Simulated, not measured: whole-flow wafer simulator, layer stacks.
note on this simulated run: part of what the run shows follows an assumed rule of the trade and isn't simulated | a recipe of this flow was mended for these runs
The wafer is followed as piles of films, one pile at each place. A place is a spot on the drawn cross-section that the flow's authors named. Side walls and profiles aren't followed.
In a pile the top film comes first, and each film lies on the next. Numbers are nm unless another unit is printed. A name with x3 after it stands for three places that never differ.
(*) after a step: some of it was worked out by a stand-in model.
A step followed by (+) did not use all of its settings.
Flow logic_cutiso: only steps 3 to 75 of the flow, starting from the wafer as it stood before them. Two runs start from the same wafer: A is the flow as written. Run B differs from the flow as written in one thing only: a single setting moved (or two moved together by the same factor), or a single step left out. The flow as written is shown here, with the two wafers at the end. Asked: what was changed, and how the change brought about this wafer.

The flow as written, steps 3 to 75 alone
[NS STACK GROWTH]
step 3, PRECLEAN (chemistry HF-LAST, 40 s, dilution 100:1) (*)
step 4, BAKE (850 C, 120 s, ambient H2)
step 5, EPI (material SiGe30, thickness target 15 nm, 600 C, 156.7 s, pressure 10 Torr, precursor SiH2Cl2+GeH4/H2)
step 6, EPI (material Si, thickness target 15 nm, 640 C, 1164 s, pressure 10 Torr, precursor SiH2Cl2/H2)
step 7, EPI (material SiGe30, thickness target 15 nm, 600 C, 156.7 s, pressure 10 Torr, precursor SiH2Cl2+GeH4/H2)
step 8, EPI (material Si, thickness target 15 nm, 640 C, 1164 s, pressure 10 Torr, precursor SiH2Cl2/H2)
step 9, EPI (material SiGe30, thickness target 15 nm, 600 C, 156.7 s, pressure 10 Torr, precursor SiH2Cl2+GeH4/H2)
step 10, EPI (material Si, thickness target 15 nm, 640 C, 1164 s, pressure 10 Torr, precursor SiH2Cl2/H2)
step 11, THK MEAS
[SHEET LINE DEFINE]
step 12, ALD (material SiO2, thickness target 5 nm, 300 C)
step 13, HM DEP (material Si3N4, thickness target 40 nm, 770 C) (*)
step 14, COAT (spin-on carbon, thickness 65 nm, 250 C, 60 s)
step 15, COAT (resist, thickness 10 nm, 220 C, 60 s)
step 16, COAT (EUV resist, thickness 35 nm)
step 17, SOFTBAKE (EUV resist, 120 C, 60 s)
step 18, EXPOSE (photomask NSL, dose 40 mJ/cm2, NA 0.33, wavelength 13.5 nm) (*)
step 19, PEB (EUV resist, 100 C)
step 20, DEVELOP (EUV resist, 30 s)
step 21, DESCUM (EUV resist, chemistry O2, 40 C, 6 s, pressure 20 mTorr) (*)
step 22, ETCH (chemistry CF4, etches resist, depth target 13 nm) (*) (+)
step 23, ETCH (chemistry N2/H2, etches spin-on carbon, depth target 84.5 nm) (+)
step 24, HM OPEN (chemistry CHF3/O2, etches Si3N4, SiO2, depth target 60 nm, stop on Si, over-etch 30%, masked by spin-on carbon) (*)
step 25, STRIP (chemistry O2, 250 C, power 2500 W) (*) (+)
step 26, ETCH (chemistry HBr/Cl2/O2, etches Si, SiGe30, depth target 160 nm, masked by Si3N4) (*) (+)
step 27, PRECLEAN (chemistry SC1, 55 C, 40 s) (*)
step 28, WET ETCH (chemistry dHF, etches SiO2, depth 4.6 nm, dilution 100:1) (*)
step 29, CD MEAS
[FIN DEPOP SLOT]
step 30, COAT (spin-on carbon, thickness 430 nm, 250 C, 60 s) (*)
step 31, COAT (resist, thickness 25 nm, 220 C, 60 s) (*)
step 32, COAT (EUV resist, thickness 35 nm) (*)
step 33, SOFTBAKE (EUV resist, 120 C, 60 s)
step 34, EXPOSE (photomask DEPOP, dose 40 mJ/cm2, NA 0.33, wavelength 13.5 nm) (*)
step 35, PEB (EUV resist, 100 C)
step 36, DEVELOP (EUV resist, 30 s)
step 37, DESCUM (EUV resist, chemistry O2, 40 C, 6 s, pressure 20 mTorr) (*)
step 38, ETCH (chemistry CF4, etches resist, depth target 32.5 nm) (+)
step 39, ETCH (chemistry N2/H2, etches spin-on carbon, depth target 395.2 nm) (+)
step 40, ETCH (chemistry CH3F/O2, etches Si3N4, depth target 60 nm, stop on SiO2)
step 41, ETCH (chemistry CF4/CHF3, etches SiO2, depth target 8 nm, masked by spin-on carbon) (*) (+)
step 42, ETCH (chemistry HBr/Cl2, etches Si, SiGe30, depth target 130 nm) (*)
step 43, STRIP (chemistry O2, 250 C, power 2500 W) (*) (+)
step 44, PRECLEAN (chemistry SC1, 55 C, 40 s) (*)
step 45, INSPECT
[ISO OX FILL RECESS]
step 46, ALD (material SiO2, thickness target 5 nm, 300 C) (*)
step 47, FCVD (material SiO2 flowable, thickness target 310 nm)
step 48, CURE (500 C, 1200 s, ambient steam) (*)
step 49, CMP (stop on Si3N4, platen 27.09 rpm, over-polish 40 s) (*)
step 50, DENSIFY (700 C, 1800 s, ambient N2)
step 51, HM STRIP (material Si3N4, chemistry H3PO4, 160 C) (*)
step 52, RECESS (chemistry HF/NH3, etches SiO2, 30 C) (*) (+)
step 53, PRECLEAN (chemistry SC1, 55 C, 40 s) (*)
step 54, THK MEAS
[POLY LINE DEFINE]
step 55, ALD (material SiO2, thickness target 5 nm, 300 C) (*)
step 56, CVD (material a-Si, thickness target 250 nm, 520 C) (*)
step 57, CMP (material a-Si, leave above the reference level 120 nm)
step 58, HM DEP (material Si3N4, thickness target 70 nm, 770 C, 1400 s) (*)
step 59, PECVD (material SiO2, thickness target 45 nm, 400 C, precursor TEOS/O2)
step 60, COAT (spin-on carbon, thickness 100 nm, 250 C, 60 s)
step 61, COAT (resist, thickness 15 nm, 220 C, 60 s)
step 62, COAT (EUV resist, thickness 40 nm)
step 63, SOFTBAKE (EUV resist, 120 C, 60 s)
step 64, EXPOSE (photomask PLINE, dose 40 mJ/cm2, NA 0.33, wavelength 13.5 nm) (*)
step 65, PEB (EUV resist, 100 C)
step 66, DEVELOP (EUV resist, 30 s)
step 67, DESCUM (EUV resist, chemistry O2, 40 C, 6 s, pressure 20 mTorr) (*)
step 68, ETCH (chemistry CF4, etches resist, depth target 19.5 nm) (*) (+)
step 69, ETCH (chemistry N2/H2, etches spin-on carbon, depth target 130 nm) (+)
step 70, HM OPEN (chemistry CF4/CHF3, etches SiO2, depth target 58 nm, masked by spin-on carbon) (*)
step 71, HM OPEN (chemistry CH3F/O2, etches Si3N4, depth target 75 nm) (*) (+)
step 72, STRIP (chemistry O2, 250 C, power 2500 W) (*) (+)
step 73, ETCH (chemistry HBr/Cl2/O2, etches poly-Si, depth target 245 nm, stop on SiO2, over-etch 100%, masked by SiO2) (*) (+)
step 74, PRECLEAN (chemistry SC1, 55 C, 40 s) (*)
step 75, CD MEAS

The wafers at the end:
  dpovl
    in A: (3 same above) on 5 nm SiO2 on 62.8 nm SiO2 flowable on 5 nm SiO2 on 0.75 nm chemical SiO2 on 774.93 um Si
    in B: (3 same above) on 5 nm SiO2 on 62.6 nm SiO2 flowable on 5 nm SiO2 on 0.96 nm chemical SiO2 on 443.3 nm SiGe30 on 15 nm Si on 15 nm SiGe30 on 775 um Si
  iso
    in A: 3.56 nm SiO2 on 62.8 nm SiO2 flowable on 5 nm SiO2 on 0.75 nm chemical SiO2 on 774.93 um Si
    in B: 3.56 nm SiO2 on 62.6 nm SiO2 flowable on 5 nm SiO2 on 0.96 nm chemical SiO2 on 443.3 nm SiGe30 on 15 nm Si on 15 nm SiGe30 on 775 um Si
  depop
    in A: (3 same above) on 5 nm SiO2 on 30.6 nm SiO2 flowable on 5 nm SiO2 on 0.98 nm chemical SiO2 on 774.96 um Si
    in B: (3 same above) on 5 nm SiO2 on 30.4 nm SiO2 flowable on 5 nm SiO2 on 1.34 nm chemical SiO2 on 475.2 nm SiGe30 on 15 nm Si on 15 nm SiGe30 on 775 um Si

The reason: step 7, EPI: 960 C was run, while the flow as written has 600 C.

Step by step, how the change led to this:
  step 7, EPI (material SiGe30, thickness target 15 nm, 600 C, 156.7 s, pressure 10 Torr, precursor SiH2Cl2+GeH4/H2)
      depop, dpovl, gfld and 19 more: A SiGe30 gains 15 (new film) | B SiGe30 gains 562 (new film)
  step 26, ETCH (chemistry HBr/Cl2/O2, etches Si, SiGe30, depth target 160 nm, masked by Si3N4) (*) (+)
      dpovl, gfld, gxf, iso, isow, lnri, nsgap: A chemical SiO2 loses 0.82 (all of it), Si loses 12 (all of it), SiGe30 loses 15 (all of it), Si loses 15 (all of it), SiGe30 loses 15 (all of it), Si loses 15 (all of it), SiGe30 loses 15 (all of it), Si loses 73 | B chemical SiO2 loses 0.82 (all of it), Si loses 12 (all of it), SiGe30 loses 15 (all of it), Si loses 15 (all of it), SiGe30 loses 118
  step 42, ETCH (chemistry HBr/Cl2, etches Si, SiGe30, depth target 130 nm) (*)
      depop: A Si loses 13.8 (all of it), SiGe30 loses 15 (all of it), Si loses 15 (all of it), SiGe30 loses 15 (all of it), Si loses 15 (all of it), SiGe30 loses 15 (all of it), Si loses 41.2 | B Si loses 13.8 (all of it), SiGe30 loses 15 (all of it), Si loses 15 (all of it), SiGe30 loses 86.2
  step 43, STRIP (chemistry O2, 250 C, power 2500 W) (*) (+)
      depop: A chemical SiO2 gains 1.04 (new film), Si loses 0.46 | B chemical SiO2 gains 1.41 (new film), SiGe30 loses 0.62
